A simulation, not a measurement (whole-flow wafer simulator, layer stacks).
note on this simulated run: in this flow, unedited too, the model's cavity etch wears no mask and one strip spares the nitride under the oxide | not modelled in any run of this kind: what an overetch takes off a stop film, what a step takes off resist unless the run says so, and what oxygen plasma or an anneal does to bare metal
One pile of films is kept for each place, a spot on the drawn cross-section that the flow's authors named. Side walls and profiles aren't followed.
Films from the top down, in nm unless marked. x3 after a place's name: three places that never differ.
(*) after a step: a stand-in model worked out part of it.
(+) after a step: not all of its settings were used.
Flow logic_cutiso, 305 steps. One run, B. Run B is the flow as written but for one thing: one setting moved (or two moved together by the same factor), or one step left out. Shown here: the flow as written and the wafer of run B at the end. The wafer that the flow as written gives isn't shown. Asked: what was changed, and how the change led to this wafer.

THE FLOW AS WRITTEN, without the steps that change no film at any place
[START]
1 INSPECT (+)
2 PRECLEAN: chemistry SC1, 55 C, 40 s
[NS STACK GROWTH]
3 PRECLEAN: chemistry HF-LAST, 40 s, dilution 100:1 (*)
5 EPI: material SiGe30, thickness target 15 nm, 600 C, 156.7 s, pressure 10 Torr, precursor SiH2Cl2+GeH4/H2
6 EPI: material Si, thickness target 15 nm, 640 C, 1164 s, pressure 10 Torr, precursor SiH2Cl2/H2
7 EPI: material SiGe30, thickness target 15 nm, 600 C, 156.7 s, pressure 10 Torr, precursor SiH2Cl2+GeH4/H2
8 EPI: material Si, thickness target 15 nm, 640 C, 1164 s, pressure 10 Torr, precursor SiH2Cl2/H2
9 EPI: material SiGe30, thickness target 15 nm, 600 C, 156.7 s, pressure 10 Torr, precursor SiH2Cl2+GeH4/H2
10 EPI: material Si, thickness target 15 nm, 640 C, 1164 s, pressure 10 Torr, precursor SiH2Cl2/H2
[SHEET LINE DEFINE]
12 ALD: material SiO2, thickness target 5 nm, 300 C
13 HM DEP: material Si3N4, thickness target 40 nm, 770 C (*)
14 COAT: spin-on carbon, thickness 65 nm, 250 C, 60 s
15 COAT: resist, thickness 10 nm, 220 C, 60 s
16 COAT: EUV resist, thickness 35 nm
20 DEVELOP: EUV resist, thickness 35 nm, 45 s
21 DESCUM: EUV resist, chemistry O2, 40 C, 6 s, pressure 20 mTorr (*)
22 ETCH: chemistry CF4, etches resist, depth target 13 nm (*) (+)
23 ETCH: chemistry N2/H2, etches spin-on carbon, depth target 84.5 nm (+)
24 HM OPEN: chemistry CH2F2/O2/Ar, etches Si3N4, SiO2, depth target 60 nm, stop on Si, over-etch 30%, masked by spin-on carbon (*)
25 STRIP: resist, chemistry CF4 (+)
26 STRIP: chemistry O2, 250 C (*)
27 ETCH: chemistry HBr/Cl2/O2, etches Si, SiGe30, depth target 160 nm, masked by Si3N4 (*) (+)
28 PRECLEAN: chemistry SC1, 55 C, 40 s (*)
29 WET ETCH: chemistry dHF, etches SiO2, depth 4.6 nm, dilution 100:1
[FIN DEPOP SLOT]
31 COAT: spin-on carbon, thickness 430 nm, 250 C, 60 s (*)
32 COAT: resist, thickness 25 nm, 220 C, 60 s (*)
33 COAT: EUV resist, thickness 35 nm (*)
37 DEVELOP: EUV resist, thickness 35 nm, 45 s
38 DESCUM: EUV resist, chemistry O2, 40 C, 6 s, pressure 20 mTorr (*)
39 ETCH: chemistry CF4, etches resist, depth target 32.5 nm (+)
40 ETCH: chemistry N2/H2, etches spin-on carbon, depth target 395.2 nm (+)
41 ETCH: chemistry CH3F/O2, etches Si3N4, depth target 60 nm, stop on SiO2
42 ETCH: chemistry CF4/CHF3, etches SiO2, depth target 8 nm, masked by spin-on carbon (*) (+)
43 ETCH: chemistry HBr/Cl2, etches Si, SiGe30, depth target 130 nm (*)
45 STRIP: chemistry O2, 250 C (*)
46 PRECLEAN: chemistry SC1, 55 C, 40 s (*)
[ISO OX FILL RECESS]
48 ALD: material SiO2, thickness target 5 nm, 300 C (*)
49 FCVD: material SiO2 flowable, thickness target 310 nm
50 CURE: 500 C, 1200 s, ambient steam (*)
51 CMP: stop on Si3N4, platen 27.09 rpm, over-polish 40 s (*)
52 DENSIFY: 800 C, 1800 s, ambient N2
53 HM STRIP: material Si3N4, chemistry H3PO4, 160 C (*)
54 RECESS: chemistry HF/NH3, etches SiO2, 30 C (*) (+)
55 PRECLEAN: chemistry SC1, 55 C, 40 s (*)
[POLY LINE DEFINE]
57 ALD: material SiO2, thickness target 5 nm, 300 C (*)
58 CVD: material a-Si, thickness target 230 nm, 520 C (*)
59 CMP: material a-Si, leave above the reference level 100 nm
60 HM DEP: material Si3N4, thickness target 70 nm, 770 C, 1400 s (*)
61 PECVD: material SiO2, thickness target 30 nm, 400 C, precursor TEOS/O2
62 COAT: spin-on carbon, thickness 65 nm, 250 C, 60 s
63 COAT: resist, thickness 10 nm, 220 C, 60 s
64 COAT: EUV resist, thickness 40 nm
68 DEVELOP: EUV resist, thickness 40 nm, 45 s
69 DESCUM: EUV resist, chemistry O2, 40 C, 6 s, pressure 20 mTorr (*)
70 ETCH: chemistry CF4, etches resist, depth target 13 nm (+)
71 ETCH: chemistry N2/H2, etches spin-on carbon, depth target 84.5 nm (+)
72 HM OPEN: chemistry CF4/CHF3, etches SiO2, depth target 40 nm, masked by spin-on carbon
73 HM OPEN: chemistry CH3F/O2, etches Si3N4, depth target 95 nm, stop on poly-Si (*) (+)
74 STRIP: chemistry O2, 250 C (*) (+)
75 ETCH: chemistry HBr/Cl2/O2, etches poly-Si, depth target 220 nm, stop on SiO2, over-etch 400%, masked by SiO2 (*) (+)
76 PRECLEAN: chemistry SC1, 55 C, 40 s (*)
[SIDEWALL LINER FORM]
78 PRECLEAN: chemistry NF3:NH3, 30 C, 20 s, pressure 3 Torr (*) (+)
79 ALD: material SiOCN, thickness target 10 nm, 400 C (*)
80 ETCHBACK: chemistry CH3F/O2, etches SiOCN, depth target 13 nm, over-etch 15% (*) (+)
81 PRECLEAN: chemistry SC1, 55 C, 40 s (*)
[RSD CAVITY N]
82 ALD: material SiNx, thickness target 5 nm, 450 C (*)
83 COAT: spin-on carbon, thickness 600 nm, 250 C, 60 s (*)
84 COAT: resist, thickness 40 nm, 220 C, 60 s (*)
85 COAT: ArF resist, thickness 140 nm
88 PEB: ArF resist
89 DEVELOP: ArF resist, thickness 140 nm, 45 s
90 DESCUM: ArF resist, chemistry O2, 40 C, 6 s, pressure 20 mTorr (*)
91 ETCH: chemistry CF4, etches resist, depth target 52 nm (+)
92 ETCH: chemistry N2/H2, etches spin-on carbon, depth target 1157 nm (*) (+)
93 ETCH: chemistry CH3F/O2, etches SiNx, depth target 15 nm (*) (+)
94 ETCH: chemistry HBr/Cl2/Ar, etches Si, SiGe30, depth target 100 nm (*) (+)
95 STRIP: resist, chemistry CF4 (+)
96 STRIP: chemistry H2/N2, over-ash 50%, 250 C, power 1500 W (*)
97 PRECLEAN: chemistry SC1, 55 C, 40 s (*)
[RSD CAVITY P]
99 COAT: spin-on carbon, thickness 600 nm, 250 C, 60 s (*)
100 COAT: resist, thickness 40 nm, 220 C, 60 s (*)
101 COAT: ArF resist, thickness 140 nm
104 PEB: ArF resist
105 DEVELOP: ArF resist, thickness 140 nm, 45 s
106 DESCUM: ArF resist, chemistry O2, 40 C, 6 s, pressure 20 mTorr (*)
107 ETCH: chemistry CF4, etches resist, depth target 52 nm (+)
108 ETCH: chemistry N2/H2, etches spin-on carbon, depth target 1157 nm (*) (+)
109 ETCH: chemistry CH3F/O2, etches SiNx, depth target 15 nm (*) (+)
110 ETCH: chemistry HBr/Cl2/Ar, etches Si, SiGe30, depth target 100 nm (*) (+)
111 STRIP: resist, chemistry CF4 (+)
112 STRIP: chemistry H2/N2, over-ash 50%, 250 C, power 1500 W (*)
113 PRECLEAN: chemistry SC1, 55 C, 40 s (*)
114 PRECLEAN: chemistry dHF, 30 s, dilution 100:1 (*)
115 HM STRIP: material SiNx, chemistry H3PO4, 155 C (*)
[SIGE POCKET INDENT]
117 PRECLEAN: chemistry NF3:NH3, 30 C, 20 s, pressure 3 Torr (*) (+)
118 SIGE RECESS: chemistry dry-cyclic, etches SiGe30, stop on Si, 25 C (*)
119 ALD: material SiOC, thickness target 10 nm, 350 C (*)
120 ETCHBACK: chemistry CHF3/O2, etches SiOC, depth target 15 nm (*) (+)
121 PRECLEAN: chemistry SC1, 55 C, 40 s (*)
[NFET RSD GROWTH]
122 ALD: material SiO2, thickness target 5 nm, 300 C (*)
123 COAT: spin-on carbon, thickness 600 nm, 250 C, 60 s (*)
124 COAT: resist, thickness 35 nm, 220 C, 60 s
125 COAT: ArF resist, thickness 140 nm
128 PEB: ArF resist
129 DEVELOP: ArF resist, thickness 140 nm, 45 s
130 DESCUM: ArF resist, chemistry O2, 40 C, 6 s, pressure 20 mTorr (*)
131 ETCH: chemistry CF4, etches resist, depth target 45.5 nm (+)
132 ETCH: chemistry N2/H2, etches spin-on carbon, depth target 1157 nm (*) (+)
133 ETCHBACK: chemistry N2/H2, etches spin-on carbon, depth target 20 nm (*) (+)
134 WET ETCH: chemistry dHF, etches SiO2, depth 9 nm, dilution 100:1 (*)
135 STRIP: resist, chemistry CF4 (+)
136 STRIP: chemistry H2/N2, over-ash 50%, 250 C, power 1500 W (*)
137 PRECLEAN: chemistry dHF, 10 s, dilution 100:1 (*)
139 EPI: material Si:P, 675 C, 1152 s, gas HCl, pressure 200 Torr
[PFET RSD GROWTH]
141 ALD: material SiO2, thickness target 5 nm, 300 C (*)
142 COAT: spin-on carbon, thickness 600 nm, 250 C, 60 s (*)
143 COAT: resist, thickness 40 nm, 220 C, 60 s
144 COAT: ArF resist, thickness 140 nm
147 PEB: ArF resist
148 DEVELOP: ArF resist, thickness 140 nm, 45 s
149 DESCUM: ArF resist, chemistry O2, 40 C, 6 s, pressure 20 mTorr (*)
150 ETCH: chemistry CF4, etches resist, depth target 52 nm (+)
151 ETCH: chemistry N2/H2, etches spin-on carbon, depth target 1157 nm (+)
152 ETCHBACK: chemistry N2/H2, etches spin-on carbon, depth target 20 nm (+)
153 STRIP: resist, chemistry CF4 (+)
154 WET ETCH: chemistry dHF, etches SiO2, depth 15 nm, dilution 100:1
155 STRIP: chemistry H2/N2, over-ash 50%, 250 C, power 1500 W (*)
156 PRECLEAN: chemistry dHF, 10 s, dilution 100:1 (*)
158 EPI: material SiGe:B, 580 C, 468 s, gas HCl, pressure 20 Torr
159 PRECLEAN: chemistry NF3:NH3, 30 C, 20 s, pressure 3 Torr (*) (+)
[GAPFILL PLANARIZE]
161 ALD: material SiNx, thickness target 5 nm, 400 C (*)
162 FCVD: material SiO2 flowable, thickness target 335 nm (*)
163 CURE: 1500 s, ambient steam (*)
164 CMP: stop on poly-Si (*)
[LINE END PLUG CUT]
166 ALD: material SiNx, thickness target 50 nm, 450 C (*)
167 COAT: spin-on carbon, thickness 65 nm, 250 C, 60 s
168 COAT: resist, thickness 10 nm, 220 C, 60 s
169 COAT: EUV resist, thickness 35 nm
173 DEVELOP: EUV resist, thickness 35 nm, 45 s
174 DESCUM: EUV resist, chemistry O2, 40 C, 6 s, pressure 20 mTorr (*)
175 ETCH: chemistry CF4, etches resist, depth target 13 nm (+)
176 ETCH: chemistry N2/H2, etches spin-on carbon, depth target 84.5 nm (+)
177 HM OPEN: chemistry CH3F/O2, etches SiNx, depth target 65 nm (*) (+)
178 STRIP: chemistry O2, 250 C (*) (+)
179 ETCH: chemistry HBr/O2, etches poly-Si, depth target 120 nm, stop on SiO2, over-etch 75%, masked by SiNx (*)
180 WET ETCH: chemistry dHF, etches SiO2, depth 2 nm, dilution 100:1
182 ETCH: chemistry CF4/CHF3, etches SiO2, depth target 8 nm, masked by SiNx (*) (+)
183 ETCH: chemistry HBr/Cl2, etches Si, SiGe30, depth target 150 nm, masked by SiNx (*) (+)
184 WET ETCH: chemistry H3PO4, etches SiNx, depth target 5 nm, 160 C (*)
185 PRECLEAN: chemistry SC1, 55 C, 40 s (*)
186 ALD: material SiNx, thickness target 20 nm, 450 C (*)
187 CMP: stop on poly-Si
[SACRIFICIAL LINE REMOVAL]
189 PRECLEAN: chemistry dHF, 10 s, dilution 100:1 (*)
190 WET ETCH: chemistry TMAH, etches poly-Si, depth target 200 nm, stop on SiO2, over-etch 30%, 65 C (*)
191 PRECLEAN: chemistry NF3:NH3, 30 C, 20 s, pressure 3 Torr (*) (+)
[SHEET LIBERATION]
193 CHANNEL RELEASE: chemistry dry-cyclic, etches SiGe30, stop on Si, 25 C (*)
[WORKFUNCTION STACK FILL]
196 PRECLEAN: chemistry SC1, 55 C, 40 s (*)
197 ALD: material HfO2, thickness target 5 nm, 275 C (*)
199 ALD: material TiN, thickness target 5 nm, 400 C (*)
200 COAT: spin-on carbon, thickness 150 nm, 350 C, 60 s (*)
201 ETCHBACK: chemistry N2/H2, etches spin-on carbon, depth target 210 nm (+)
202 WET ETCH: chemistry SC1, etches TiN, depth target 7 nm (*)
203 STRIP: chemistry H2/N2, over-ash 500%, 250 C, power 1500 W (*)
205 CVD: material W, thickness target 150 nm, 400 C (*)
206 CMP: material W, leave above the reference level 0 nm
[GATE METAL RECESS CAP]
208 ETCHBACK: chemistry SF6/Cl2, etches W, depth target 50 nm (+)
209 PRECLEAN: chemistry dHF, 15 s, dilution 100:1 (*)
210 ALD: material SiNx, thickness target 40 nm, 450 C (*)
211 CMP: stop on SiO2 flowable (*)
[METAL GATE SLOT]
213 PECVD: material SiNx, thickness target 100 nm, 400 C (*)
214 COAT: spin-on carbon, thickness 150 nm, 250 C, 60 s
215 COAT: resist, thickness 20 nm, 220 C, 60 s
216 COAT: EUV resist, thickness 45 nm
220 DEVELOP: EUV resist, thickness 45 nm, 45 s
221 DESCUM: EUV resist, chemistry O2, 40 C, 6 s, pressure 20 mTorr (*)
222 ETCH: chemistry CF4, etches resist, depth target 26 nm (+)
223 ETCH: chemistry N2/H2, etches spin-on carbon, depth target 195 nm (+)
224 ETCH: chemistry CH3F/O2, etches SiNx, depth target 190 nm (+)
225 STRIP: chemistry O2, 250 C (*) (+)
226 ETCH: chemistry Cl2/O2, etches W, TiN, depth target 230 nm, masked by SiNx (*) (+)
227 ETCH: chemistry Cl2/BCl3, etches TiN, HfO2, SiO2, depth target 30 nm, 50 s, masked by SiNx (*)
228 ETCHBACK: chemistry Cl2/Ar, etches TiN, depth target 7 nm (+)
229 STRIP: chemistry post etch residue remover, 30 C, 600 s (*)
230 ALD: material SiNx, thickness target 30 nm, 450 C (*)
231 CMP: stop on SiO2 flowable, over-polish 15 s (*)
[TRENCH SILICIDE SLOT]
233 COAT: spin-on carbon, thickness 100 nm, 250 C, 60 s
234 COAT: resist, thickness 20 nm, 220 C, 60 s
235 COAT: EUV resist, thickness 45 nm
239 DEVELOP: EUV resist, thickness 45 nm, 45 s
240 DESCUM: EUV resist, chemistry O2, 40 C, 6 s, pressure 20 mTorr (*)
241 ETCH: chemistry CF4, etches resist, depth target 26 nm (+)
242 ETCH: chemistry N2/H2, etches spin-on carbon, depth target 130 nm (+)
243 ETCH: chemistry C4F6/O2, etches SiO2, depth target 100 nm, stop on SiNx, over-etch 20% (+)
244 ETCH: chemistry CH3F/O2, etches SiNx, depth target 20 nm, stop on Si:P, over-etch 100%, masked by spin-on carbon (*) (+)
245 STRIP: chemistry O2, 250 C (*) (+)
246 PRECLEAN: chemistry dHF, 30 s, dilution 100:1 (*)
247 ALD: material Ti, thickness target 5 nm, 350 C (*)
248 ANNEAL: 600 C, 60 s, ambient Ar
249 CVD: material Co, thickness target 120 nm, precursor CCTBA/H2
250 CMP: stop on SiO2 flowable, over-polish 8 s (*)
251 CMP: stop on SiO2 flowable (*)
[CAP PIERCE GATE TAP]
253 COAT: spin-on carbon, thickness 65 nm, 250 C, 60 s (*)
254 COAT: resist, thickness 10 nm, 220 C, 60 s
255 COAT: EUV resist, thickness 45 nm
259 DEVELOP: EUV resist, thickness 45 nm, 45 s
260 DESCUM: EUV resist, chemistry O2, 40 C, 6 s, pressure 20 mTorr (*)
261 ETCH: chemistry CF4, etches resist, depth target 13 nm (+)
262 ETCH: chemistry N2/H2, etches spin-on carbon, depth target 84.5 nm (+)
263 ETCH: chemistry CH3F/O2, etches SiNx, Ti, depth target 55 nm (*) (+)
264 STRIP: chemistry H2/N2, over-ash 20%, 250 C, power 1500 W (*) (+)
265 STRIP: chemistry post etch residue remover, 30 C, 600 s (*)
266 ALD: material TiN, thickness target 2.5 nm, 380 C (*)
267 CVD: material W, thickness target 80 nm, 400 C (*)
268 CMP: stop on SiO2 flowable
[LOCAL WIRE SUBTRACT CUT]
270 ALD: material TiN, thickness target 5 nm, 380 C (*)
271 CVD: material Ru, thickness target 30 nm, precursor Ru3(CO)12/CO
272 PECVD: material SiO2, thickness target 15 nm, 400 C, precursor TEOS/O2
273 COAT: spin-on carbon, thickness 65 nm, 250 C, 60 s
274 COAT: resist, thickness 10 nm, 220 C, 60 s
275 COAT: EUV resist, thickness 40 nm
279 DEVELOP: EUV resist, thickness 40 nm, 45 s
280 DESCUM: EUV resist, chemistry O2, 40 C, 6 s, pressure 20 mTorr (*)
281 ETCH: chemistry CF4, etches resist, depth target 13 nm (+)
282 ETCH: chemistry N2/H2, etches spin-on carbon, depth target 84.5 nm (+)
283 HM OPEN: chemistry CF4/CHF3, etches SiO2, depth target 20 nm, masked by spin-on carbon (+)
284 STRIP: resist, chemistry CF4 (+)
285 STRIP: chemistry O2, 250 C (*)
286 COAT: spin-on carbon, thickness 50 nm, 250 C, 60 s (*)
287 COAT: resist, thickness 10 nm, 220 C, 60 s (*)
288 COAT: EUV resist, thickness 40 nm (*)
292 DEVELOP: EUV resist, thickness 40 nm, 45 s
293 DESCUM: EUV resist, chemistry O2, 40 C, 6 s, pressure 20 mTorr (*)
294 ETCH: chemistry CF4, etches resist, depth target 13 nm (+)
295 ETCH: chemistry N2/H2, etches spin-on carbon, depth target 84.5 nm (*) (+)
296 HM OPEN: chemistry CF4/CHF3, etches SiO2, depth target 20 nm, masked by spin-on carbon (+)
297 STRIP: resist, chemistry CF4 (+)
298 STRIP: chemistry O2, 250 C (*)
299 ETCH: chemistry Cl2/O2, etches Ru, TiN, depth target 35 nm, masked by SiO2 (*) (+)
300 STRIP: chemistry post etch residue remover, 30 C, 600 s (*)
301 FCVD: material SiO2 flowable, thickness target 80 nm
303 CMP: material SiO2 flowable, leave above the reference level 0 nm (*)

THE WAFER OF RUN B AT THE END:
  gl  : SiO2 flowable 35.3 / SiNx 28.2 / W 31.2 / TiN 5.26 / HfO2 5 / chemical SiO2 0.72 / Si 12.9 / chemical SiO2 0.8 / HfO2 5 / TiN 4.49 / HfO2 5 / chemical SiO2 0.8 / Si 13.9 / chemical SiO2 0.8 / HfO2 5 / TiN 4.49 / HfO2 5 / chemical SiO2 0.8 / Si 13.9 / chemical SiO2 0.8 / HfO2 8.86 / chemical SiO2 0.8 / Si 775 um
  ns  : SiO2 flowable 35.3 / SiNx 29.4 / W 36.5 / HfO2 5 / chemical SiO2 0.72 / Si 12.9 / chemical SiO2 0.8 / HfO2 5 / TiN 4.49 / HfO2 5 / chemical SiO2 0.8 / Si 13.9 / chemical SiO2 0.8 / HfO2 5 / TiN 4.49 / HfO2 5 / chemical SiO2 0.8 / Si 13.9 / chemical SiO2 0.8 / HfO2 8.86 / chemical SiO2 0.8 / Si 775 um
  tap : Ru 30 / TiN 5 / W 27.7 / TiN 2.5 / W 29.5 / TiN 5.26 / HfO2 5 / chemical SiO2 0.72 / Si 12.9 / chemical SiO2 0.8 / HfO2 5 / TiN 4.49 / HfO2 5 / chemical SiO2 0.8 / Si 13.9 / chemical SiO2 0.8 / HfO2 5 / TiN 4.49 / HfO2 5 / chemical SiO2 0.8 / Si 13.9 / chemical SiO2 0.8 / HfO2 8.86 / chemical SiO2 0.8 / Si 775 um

The cause: step 5, EPI: 97.9 s was run, where the flow has 156.7 s.

How the change led to this, step by step:
  5 EPI: material SiGe30, thickness target 15 nm, 600 C, 156.7 s, pressure 10 Torr, precursor SiH2Cl2+GeH4/H2
      depop, dpovl, gfld and 19 more: SiGe30 +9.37 (new film) (as written it would be: SiGe30 +15 (new film))
  27 ETCH: chemistry HBr/Cl2/O2, etches Si, SiGe30, depth target 160 nm, masked by Si3N4 (*) (+)
      gfld, gxf, iso, lnri: chemical SiO2 -0.79 (all of it), Si -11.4 (all of it), SiGe30 -15 (all of it), Si -15 (all of it), SiGe30 -15 (all of it), Si -15 (all of it), SiGe30 -9.37 (all of it), Si -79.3 (as written it would be: chemical SiO2 -0.79 (all of it), Si -11.4 (all of it), SiGe30 -15 (all of it), Si -15 (all of it), SiGe30 -15 (all of it), Si -15 (all of it), SiGe30 -15 (all of it), Si -73.6)
      dpovl, nsgap: chemical SiO2 -0.79 (all of it), Si -11.8 (all of it), SiGe30 -15 (all of it), Si -15 (all of it), SiGe30 -15 (all of it), Si -15 (all of it), SiGe30 -9.37 (all of it), Si -78.9 (as written it would be: chemical SiO2 -0.79 (all of it), Si -11.8 (all of it), SiGe30 -15 (all of it), Si -15 (all of it), SiGe30 -15 (all of it), Si -15 (all of it), SiGe30 -15 (all of it), Si -73.2)
      (and at 1 more place)
  43 ETCH: chemistry HBr/Cl2, etches Si, SiGe30, depth target 130 nm (*)
      depop: Si -14 (all of it), SiGe30 -15 (all of it), Si -15 (all of it), SiGe30 -15 (all of it), Si -15 (all of it), SiGe30 -9.37 (all of it), Si -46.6 (as written it would be: Si -14 (all of it), SiGe30 -15 (all of it), Si -15 (all of it), SiGe30 -15 (all of it), Si -15 (all of it), SiGe30 -15 (all of it), Si -41)
  94 ETCH: chemistry HBr/Cl2/Ar, etches Si, SiGe30, depth target 100 nm (*) (+)
      rsdn, rsdx: chemical SiO2 -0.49 (all of it), Si -12.8 (all of it), SiGe30 -15 (all of it), Si -15 (all of it), SiGe30 -15 (all of it), Si -15 (all of it), SiGe30 -9.37 (all of it), Si -17.8 (as written it would be: chemical SiO2 -0.49 (all of it), Si -12.8 (all of it), SiGe30 -15 (all of it), Si -15 (all of it), SiGe30 -15 (all of it), Si -15 (all of it), SiGe30 -15 (all of it), Si -12.2)
  110 ETCH: chemistry HBr/Cl2/Ar, etches Si, SiGe30, depth target 100 nm (*) (+)
      rsdp, rsdw: chemical SiO2 -0.49 (all of it), Si -12.8 (all of it), SiGe30 -15 (all of it), Si -15 (all of it), SiGe30 -15 (all of it), Si -15 (all of it), SiGe30 -9.37 (all of it), Si -17.8 (as written it would be: chemical SiO2 -0.49 (all of it), Si -12.8 (all of it), SiGe30 -15 (all of it), Si -15 (all of it), SiGe30 -15 (all of it), Si -15 (all of it), SiGe30 -15 (all of it), Si -12.2)
  118 SIGE RECESS: chemistry dry-cyclic, etches SiGe30, stop on Si, 25 C (*)
      lnr, lnrp, lnrt: SiOCN -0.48, Si -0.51, cavity +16 (new film), SiGe30 -15 (all of it), Si -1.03, cavity +16 (new film), SiGe30 -15 (all of it), Si -1.03, cavity +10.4 (new film), SiGe30 -9.37 (all of it), Si -0.51 (as written it would be: SiOCN -0.48, Si -0.51, cavity +16 (new film), SiGe30 -15 (all of it), Si -1.03, cavity +16 (new film), SiGe30 -15 (all of it), Si -1.03, cavity +16 (new film), SiGe30 -15 (all of it), Si -0.51)
  119 ALD: material SiOC, thickness target 10 nm, 350 C (*)
      lnr, lnrp, lnrt: SiOC +10 (new film), SiOC +16 (new film), cavity -16 (all of it), SiOC +16 (new film), cavity -16 (all of it), SiOC +10.4 (new film), cavity -10.4 (all of it) (as written it would be: SiOC +10 (new film), SiOC +16 (new film), cavity -16 (all of it), SiOC +16 (new film), cavity -16 (all of it), SiOC +16 (new film), cavity -16 (all of it))
  183 ETCH: chemistry HBr/Cl2, etches Si, SiGe30, depth target 150 nm, masked by SiNx (*) (+)
      plug: Si -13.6 (all of it), SiGe30 -15 (all of it), Si -15 (all of it), SiGe30 -15 (all of it), Si -15 (all of it), SiGe30 -9.37 (all of it), Si -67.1 (as written it would be: Si -13.6 (all of it), SiGe30 -15 (all of it), Si -15 (all of it), SiGe30 -15 (all of it), Si -15 (all of it), SiGe30 -15 (all of it), Si -61.4)
  193 CHANNEL RELEASE: chemistry dry-cyclic, etches SiGe30, stop on Si, 25 C (*)
      gl, glp, gxn, gxp, ns, tap: chemical SiO2 +0.8 (new film), Si -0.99, chemical SiO2 +0.8 (new film), cavity +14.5 (new film), chemical SiO2 +0.8 (new film), SiGe30 -15 (all of it), Si -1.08, chemical SiO2 +0.8 (new film), cavity +14.5 (new film), chemical SiO2 +0.8 (new film), SiGe30 -15 (all of it), Si -1.08, chemical SiO2 +0.8 (new film), cavity +8.86 (new film), chemical SiO2 +0.8 (new film), SiGe30 -9.37 (all of it), Si -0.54 (as written it would be: chemical SiO2 +0.8 (new film), Si -0.99, chemical SiO2 +0.8 (new film), cavity +14.5 (new film), chemical SiO2 +0.8 (new film), SiGe30 -15 (all of it), Si -1.08, chemical SiO2 +0.8 (new film), cavity +14.5 (new film), chemical SiO2 +0.8 (new film), SiGe30 -15 (all of it), Si -1.08, chemical SiO2 +0.8 (new film), cavity +14.5 (new film), chemical SiO2 +0.8 (new film), SiGe30 -15 (all of it), Si -0.54)
  197 ALD: material HfO2, thickness target 5 nm, 275 C (*)
      gl, glp, gxn, gxp, ns, tap: HfO2 +5 (new film), HfO2 +5 (new film), cavity -10, HfO2 +5 (new film), HfO2 +5 (new film), cavity -10, HfO2 +5 (new film), HfO2 +8.86 (new film), cavity -8.86 (all of it) (as written it would be: HfO2 +5 (new film), HfO2 +5 (new film), cavity -10, HfO2 +5 (new film), HfO2 +5 (new film), cavity -10, HfO2 +5 (new film), HfO2 +5 (new film), cavity -10, HfO2 +5 (new film))
  199 ALD: material TiN, thickness target 5 nm, 400 C (*)
      gl, glp, tap: TiN +5.26 (new film), TiN +4.49 (new film), cavity -4.49 (all of it), TiN +4.49 (new film), cavity -4.49 (all of it) (as written it would be: TiN +5.26 (new film), TiN +4.49 (new film), cavity -4.49 (all of it), TiN +4.49 (new film), cavity -4.49 (all of it), TiN +4.49 (new film), cavity -4.49 (all of it))
      gxn, gxp, ns: TiN +5 (new film), TiN +4.49 (new film), cavity -4.49 (all of it), TiN +4.49 (new film), cavity -4.49 (all of it) (as written it would be: TiN +5 (new film), TiN +4.49 (new film), cavity -4.49 (all of it), TiN +4.49 (new film), cavity -4.49 (all of it), TiN +4.49 (new film), cavity -4.49 (all of it))
Counting metal films that touch as one body, gl has 3 bodies (between them, from the top down: HfO2 5 / chemical SiO2 0.72 / Si 12.9 / chemical SiO2 0.8 / HfO2 5; HfO2 5 / chemical SiO2 0.8 / Si 13.9 / chemical SiO2 0.8 / HfO2 5); the flow as written gives 4 bodies (between them, from the top down: HfO2 5 / chemical SiO2 0.72 / Si 12.9 / chemical SiO2 0.8 / HfO2 5; HfO2 5 / chemical SiO2 0.8 / Si 13.9 / chemical SiO2 0.8 / HfO2 5; HfO2 5 / chemical SiO2 0.8 / Si 13.9 / chemical SiO2 0.8 / HfO2 5).
Counting metal films that touch as one body, ns has 3 bodies (between them, from the top down: HfO2 5 / chemical SiO2 0.72 / Si 12.9 / chemical SiO2 0.8 / HfO2 5; HfO2 5 / chemical SiO2 0.8 / Si 13.9 / chemical SiO2 0.8 / HfO2 5); the flow as written gives 4 bodies (between them, from the top down: HfO2 5 / chemical SiO2 0.72 / Si 12.9 / chemical SiO2 0.8 / HfO2 5; HfO2 5 / chemical SiO2 0.8 / Si 13.9 / chemical SiO2 0.8 / HfO2 5; HfO2 5 / chemical SiO2 0.8 / Si 13.9 / chemical SiO2 0.8 / HfO2 5).
Counting metal films that touch as one body, tap has 3 bodies (between them, from the top down: HfO2 5 / chemical SiO2 0.72 / Si 12.9 / chemical SiO2 0.8 / HfO2 5; HfO2 5 / chemical SiO2 0.8 / Si 13.9 / chemical SiO2 0.8 / HfO2 5); the flow as written gives 4 bodies (between them, from the top down: HfO2 5 / chemical SiO2 0.72 / Si 12.9 / chemical SiO2 0.8 / HfO2 5; HfO2 5 / chemical SiO2 0.8 / Si 13.9 / chemical SiO2 0.8 / HfO2 5; HfO2 5 / chemical SiO2 0.8 / Si 13.9 / chemical SiO2 0.8 / HfO2 5).
